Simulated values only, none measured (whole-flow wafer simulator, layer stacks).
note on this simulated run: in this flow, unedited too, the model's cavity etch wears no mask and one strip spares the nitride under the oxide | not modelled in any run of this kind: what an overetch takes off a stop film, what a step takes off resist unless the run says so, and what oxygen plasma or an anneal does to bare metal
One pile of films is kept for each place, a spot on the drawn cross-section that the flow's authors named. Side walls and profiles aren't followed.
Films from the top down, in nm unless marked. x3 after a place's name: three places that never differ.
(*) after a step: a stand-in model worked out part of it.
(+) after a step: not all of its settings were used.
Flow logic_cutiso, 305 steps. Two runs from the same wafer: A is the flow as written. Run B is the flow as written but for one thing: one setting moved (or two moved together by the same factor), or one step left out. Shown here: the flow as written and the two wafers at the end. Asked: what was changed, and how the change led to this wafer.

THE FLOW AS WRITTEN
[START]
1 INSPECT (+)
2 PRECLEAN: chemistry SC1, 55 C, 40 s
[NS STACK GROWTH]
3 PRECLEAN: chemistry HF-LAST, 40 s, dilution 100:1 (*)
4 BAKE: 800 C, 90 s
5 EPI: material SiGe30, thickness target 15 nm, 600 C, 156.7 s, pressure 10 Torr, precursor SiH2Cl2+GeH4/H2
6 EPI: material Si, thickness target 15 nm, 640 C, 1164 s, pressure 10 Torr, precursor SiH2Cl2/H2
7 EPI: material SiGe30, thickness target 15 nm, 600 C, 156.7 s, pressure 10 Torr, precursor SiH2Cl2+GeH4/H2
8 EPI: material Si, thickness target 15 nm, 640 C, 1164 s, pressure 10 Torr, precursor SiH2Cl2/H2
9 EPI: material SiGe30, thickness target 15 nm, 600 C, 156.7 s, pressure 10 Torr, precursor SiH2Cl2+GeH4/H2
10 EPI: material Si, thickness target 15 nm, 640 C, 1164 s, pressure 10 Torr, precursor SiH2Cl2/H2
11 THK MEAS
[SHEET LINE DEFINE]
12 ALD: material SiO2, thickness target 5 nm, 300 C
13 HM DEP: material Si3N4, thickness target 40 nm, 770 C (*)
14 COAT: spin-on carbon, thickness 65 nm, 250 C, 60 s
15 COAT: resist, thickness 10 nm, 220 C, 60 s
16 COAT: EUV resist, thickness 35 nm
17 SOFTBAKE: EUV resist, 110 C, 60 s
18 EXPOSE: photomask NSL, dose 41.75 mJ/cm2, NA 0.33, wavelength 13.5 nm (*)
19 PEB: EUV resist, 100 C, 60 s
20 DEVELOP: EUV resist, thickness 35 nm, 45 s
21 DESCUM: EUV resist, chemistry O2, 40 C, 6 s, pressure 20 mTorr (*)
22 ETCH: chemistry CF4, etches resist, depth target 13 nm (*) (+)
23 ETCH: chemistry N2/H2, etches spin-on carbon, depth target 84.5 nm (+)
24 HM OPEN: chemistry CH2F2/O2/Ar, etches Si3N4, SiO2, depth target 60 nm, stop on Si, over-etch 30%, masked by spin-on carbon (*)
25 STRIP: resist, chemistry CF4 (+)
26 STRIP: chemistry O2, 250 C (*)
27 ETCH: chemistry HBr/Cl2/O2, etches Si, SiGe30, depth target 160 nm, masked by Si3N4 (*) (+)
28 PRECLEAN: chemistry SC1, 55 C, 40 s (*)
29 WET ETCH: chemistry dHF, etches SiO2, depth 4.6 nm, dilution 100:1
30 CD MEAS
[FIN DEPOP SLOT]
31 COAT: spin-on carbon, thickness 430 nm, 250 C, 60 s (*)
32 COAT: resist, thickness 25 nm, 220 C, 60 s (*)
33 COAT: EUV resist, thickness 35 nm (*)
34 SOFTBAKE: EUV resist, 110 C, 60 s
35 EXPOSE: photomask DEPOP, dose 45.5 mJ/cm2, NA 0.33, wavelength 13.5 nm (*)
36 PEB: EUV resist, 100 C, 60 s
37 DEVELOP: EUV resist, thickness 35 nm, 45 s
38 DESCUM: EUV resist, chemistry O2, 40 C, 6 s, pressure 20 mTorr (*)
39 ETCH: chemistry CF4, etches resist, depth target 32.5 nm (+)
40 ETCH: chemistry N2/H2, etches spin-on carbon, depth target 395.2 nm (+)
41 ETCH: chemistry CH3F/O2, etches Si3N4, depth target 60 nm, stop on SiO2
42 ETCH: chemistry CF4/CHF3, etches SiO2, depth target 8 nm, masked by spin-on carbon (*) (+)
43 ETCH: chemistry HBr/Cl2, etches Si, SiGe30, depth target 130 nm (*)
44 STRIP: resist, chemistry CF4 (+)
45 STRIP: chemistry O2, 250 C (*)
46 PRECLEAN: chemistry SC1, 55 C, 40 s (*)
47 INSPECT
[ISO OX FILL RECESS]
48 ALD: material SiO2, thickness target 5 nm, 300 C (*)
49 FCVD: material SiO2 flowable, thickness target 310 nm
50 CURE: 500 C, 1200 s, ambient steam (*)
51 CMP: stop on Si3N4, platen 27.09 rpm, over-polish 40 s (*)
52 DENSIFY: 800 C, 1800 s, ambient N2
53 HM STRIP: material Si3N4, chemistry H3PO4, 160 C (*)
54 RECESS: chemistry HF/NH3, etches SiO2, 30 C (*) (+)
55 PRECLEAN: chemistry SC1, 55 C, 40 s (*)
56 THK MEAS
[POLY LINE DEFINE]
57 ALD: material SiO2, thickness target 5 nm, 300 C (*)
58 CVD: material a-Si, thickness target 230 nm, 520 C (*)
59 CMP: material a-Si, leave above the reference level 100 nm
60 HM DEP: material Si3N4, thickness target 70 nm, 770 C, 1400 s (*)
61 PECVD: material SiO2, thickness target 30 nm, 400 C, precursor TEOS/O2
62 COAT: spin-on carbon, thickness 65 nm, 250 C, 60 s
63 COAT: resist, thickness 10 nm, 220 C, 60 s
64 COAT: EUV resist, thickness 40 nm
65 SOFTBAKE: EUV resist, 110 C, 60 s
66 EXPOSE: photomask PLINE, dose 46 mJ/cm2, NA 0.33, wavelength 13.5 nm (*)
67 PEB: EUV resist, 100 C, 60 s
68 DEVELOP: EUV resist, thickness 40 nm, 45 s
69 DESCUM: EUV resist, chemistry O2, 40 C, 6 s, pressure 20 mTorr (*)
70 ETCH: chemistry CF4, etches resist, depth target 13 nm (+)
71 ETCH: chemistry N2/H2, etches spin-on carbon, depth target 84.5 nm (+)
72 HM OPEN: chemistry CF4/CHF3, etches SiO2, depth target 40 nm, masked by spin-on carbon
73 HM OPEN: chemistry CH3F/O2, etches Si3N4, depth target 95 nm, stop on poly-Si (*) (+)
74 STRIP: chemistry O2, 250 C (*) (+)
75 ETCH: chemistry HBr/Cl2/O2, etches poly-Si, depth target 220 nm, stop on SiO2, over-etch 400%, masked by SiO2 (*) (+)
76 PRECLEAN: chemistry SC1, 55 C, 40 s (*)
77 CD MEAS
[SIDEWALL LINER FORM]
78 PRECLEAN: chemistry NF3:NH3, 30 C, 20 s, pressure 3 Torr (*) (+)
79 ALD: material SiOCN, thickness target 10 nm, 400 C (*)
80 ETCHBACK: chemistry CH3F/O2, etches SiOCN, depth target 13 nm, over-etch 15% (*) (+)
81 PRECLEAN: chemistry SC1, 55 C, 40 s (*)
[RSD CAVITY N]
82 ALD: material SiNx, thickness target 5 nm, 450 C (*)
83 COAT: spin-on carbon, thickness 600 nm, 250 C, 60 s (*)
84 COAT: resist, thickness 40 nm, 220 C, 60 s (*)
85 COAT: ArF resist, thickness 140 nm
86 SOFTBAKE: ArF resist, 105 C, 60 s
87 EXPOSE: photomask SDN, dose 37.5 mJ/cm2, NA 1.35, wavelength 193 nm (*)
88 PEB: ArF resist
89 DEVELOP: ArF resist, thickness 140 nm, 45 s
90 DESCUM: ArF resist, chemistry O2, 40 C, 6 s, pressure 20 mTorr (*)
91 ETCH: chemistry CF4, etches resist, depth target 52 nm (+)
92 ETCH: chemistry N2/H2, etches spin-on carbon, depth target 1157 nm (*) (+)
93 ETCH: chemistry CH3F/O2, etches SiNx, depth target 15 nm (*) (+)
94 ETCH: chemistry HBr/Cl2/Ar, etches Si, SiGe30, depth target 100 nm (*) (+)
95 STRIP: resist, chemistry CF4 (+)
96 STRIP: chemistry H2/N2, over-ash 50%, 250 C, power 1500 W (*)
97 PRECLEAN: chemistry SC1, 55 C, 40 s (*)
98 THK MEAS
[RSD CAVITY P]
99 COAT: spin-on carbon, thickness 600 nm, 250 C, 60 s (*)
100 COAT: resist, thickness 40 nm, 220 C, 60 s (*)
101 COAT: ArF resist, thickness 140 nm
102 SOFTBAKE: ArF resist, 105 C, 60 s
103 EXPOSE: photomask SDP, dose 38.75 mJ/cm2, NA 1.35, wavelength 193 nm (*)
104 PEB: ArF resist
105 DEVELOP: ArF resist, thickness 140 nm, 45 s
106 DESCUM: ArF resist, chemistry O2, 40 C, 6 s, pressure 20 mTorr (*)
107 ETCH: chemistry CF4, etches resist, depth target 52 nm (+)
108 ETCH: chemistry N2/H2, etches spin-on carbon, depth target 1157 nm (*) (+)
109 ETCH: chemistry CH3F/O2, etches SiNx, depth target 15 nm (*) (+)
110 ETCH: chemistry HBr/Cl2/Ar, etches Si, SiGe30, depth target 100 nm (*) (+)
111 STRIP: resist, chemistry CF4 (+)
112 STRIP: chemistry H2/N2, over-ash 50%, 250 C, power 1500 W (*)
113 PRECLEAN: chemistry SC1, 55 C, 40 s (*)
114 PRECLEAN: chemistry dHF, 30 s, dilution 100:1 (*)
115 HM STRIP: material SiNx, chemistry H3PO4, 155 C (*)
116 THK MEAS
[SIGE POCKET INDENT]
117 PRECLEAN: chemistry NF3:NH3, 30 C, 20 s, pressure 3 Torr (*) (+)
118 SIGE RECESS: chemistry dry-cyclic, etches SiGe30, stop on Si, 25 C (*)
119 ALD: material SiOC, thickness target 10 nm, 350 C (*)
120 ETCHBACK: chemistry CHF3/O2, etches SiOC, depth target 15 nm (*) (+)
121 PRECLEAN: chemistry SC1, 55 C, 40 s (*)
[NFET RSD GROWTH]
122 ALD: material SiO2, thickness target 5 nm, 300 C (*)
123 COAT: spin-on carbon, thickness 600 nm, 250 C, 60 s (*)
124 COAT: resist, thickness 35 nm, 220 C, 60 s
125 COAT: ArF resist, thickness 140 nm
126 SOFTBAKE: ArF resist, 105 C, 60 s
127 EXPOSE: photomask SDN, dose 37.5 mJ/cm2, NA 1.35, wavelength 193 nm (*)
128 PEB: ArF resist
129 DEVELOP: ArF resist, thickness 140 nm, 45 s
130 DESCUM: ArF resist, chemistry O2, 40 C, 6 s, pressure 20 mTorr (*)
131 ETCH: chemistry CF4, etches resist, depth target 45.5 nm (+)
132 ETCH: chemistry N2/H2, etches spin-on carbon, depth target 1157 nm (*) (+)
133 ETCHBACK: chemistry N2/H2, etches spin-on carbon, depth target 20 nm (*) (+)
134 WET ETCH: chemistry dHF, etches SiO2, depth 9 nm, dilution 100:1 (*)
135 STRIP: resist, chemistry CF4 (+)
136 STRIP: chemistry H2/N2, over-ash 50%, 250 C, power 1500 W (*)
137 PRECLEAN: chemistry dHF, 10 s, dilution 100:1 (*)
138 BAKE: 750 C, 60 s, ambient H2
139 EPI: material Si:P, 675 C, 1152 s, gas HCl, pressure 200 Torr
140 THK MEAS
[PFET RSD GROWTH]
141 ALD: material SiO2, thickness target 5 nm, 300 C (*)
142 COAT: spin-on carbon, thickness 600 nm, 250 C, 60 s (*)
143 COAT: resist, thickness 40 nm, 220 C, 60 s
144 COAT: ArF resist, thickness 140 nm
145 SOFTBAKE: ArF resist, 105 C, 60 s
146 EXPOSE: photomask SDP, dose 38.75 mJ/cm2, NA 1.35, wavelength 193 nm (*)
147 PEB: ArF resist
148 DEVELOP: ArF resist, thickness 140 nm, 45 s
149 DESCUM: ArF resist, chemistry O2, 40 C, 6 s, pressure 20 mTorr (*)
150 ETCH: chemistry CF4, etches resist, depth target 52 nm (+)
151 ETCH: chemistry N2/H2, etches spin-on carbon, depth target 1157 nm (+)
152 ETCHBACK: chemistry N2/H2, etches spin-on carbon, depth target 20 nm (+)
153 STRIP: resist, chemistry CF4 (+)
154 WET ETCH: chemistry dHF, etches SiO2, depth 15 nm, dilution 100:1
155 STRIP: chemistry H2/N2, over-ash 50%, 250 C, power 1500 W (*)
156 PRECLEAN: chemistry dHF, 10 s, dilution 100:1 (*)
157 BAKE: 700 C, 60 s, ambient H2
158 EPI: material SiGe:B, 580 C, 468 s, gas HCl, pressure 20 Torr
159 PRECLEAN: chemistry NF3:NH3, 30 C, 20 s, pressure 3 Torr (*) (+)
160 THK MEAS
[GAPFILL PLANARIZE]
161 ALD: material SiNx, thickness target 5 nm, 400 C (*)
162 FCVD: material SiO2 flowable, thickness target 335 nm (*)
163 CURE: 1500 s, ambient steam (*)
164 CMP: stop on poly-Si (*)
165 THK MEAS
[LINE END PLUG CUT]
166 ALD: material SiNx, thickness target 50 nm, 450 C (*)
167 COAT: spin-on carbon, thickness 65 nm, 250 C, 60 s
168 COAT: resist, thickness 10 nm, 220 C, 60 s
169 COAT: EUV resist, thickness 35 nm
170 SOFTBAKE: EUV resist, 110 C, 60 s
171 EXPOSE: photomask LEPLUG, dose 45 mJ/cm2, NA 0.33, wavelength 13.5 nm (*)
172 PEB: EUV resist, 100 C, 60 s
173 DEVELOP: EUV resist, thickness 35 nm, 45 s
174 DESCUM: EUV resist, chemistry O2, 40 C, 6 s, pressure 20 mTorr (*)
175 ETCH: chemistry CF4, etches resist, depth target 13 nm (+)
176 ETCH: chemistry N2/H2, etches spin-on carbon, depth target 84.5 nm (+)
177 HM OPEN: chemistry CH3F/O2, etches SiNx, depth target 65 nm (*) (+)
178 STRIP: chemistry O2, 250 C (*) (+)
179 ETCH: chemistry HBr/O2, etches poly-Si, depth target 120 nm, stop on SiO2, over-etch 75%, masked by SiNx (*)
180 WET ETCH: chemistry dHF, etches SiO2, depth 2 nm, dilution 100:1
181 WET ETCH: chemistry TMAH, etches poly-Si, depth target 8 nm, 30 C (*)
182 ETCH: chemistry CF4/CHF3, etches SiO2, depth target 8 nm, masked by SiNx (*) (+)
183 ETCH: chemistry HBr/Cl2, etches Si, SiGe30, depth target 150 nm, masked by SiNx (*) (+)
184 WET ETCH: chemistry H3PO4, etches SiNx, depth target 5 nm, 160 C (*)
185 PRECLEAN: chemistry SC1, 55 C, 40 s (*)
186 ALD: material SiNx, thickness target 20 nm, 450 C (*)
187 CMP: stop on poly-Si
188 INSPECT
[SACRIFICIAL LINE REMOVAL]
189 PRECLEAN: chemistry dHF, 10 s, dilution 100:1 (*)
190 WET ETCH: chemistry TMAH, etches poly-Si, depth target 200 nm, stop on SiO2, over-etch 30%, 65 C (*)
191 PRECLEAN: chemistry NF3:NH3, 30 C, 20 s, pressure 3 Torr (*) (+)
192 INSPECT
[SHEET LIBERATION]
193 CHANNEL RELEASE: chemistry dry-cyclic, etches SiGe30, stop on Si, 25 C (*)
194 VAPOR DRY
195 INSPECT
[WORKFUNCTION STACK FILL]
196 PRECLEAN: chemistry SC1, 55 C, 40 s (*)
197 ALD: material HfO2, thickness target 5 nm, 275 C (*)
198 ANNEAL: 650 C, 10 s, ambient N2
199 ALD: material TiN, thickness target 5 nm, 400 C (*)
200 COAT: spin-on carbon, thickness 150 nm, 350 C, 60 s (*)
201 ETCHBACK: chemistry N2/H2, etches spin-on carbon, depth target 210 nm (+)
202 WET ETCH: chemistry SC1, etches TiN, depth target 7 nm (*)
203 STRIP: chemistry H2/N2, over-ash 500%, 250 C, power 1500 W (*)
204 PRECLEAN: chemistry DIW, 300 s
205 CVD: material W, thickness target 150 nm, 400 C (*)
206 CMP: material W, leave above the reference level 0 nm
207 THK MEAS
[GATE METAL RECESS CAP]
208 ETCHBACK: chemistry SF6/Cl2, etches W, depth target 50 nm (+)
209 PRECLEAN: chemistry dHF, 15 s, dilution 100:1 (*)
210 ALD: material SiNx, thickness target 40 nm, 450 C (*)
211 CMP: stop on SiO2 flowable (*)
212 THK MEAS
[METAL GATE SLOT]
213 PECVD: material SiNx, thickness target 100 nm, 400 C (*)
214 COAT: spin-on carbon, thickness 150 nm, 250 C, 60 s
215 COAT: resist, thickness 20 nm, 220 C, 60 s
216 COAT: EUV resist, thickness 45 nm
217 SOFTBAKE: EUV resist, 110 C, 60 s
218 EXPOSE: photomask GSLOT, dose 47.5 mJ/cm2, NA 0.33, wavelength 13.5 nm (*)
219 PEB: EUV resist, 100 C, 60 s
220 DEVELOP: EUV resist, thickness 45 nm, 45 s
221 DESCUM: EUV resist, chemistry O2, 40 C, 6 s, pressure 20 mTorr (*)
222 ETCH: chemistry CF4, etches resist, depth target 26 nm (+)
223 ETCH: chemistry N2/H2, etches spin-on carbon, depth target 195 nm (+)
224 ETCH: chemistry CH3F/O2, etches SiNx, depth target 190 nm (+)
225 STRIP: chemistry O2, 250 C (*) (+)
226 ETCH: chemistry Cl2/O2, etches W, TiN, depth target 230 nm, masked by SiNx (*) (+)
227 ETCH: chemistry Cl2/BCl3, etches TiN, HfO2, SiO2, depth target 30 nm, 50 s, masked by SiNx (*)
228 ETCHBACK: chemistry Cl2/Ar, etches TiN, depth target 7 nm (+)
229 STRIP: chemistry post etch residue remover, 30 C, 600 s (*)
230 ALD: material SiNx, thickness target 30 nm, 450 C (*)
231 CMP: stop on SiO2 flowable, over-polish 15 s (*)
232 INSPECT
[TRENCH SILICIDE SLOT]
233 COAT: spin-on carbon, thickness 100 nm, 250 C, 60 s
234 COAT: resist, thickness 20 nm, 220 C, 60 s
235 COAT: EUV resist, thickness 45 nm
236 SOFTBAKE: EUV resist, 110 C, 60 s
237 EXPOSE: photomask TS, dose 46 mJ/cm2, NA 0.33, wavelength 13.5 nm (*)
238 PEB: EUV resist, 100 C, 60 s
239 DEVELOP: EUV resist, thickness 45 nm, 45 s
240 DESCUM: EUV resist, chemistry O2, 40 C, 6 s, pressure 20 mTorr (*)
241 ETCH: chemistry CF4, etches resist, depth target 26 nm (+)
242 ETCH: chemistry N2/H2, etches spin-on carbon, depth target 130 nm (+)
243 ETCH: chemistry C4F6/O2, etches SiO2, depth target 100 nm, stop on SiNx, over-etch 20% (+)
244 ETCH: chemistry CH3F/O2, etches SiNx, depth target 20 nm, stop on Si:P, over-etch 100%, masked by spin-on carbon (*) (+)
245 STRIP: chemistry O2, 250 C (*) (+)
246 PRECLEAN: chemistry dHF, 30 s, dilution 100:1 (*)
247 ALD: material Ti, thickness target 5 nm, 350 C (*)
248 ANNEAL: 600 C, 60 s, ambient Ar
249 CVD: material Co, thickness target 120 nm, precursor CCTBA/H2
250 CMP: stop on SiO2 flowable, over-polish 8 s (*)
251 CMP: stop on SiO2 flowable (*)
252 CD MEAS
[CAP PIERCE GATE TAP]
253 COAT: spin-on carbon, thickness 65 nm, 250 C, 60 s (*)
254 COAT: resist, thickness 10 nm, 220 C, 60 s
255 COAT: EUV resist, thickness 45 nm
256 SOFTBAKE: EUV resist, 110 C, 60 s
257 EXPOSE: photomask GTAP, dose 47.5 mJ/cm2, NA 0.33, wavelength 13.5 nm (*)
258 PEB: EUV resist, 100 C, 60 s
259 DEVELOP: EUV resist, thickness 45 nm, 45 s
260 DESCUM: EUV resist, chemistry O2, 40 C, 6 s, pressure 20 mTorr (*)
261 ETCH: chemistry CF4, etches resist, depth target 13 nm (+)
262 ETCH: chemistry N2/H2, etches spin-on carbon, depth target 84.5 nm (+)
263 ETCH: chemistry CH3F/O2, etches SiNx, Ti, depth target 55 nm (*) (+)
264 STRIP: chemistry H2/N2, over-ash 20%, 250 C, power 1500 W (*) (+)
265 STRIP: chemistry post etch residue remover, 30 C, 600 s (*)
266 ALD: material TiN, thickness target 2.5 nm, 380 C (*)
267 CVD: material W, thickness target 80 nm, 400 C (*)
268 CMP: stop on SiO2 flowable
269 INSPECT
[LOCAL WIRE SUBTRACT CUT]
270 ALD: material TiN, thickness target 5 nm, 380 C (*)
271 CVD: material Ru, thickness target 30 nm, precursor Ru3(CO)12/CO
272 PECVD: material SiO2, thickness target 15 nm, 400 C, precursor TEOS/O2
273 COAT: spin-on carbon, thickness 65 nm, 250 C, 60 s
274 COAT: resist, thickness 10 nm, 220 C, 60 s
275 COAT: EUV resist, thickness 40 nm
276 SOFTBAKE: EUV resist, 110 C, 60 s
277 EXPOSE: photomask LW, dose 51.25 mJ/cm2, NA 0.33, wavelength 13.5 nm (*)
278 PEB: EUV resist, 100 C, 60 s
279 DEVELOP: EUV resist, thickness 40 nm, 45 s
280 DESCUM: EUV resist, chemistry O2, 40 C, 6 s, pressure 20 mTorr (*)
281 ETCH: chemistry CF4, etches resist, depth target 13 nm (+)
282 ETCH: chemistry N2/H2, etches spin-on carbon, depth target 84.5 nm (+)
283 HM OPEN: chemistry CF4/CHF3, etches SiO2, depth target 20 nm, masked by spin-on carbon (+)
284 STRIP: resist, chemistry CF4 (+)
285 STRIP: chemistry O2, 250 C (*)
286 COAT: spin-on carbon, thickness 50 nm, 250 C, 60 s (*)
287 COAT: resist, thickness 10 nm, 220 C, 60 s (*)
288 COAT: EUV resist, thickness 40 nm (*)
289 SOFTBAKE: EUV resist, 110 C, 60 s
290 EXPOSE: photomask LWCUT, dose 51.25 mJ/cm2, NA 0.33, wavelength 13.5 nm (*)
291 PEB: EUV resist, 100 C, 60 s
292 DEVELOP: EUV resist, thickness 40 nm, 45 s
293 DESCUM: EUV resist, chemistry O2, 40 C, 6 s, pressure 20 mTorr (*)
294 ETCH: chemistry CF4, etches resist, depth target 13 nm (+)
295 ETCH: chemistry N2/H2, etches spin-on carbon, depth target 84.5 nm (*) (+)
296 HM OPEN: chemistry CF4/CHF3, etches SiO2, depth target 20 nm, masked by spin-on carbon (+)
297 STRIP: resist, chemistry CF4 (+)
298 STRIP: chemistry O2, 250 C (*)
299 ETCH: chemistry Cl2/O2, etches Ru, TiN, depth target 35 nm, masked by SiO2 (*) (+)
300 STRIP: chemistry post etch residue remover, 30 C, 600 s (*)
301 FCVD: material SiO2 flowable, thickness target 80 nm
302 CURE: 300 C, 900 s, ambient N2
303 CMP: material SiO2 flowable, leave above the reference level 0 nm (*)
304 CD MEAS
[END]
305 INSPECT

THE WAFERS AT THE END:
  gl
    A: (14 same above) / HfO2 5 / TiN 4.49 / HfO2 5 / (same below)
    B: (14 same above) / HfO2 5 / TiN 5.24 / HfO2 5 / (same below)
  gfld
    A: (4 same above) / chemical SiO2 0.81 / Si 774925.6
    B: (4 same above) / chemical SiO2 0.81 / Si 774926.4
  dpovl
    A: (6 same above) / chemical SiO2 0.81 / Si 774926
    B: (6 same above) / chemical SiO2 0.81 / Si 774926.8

The cause: step 7, EPI: 164.5 s was run, where the flow has 156.7 s.

How the change led to this, step by step:
  7 EPI: material SiGe30, thickness target 15 nm, 600 C, 156.7 s, pressure 10 Torr, precursor SiH2Cl2+GeH4/H2
      depop, dpovl, gfld and 19 more: A SiGe30 +15 (new film) | B SiGe30 +15.8 (new film)
  27 ETCH: chemistry HBr/Cl2/O2, etches Si, SiGe30, depth target 160 nm, masked by Si3N4 (*) (+)
      gfld, gxf, iso, lnri: A chemical SiO2 -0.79 (all of it), Si -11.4 (all of it), SiGe30 -15 (all of it), Si -15 (all of it), SiGe30 -15 (all of it), Si -15 (all of it), SiGe30 -15 (all of it), Si -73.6 | B chemical SiO2 -0.79 (all of it), Si -11.4 (all of it), SiGe30 -15 (all of it), Si -15 (all of it), SiGe30 -15.8 (all of it), Si -15 (all of it), SiGe30 -15 (all of it), Si -72.9
      dpovl, nsgap: A chemical SiO2 -0.79 (all of it), Si -11.8 (all of it), SiGe30 -15 (all of it), Si -15 (all of it), SiGe30 -15 (all of it), Si -15 (all of it), SiGe30 -15 (all of it), Si -73.2 | B chemical SiO2 -0.79 (all of it), Si -11.8 (all of it), SiGe30 -15 (all of it), Si -15 (all of it), SiGe30 -15.8 (all of it), Si -15 (all of it), SiGe30 -15 (all of it), Si -72.5
      (and at 1 more place)
  43 ETCH: chemistry HBr/Cl2, etches Si, SiGe30, depth target 130 nm (*)
      depop: A Si -14 (all of it), SiGe30 -15 (all of it), Si -15 (all of it), SiGe30 -15 (all of it), Si -15 (all of it), SiGe30 -15 (all of it), Si -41 | B Si -14 (all of it), SiGe30 -15 (all of it), Si -15 (all of it), SiGe30 -15.8 (all of it), Si -15 (all of it), SiGe30 -15 (all of it), Si -40.2
  94 ETCH: chemistry HBr/Cl2/Ar, etches Si, SiGe30, depth target 100 nm (*) (+)
      rsdn, rsdx: A chemical SiO2 -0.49 (all of it), Si -12.8 (all of it), SiGe30 -15 (all of it), Si -15 (all of it), SiGe30 -15 (all of it), Si -15 (all of it), SiGe30 -15 (all of it), Si -12.2 | B chemical SiO2 -0.49 (all of it), Si -12.8 (all of it), SiGe30 -15 (all of it), Si -15 (all of it), SiGe30 -15.8 (all of it), Si -15 (all of it), SiGe30 -15 (all of it), Si -11.4
  110 ETCH: chemistry HBr/Cl2/Ar, etches Si, SiGe30, depth target 100 nm (*) (+)
      rsdp, rsdw: A chemical SiO2 -0.49 (all of it), Si -12.8 (all of it), SiGe30 -15 (all of it), Si -15 (all of it), SiGe30 -15 (all of it), Si -15 (all of it), SiGe30 -15 (all of it), Si -12.2 | B chemical SiO2 -0.49 (all of it), Si -12.8 (all of it), SiGe30 -15 (all of it), Si -15 (all of it), SiGe30 -15.8 (all of it), Si -15 (all of it), SiGe30 -15 (all of it), Si -11.4
  118 SIGE RECESS: chemistry dry-cyclic, etches SiGe30, stop on Si, 25 C (*)
      lnr, lnrp, lnrt: A SiOCN -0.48, Si -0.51, cavity +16 (new film), SiGe30 -15 (all of it), Si -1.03, cavity +16 (new film), SiGe30 -15 (all of it), Si -1.03, cavity +16 (new film), SiGe30 -15 (all of it), Si -0.51 | B SiOCN -0.48, Si -0.51, cavity +16 (new film), SiGe30 -15 (all of it), Si -1.03, cavity +16.8 (new film), SiGe30 -15.8 (all of it), Si -1.03, cavity +16 (new film), SiGe30 -15 (all of it), Si -0.51
  119 ALD: material SiOC, thickness target 10 nm, 350 C (*)
      lnr, lnrp, lnrt: A SiOC +10 (new film), SiOC +16 (new film), cavity -16 (all of it), SiOC +16 (new film), cavity -16 (all of it), SiOC +16 (new film), cavity -16 (all of it) | B SiOC +10 (new film), SiOC +16 (new film), cavity -16 (all of it), SiOC +16.8 (new film), cavity -16.8 (all of it), SiOC +16 (new film), cavity -16 (all of it)
  183 ETCH: chemistry HBr/Cl2, etches Si, SiGe30, depth target 150 nm, masked by SiNx (*) (+)
      plug: A Si -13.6 (all of it), SiGe30 -15 (all of it), Si -15 (all of it), SiGe30 -15 (all of it), Si -15 (all of it), SiGe30 -15 (all of it), Si -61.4 | B Si -13.6 (all of it), SiGe30 -15 (all of it), Si -15 (all of it), SiGe30 -15.8 (all of it), Si -15 (all of it), SiGe30 -15 (all of it), Si -60.7
  193 CHANNEL RELEASE: chemistry dry-cyclic, etches SiGe30, stop on Si, 25 C (*)
      gl, glp, gxn, gxp, ns, tap: A chemical SiO2 +0.8 (new film), Si -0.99, chemical SiO2 +0.8 (new film), cavity +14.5 (new film), chemical SiO2 +0.8 (new film), SiGe30 -15 (all of it), Si -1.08, chemical SiO2 +0.8 (new film), cavity +14.5 (new film), chemical SiO2 +0.8 (new film), SiGe30 -15 (all of it), Si -1.08, chemical SiO2 +0.8 (new film), cavity +14.5 (new film), chemical SiO2 +0.8 (new film), SiGe30 -15 (all of it), Si -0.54 | B chemical SiO2 +0.8 (new film), Si -0.99, chemical SiO2 +0.8 (new film), cavity +14.5 (new film), chemical SiO2 +0.8 (new film), SiGe30 -15 (all of it), Si -1.08, chemical SiO2 +0.8 (new film), cavity +15.2 (new film), chemical SiO2 +0.8 (new film), SiGe30 -15.8 (all of it), Si -1.08, chemical SiO2 +0.8 (new film), cavity +14.5 (new film), chemical SiO2 +0.8 (new film), SiGe30 -15 (all of it), Si -0.54
  199 ALD: material TiN, thickness target 5 nm, 400 C (*)
      gl, glp, tap: A TiN +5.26 (new film), TiN +4.49 (new film), cavity -4.49 (all of it), TiN +4.49 (new film), cavity -4.49 (all of it), TiN +4.49 (new film), cavity -4.49 (all of it) | B TiN +5.26 (new film), TiN +4.49 (new film), cavity -4.49 (all of it), TiN +5.24 (new film), cavity -5.24 (all of it), TiN +4.49 (new film), cavity -4.49 (all of it)
      gxn, gxp, ns: A TiN +5 (new film), TiN +4.49 (new film), cavity -4.49 (all of it), TiN +4.49 (new film), cavity -4.49 (all of it), TiN +4.49 (new film), cavity -4.49 (all of it) | B TiN +5 (new film), TiN +4.49 (new film), cavity -4.49 (all of it), TiN +5.24 (new film), cavity -5.24 (all of it), TiN +4.49 (new film), cavity -4.49 (all of it)
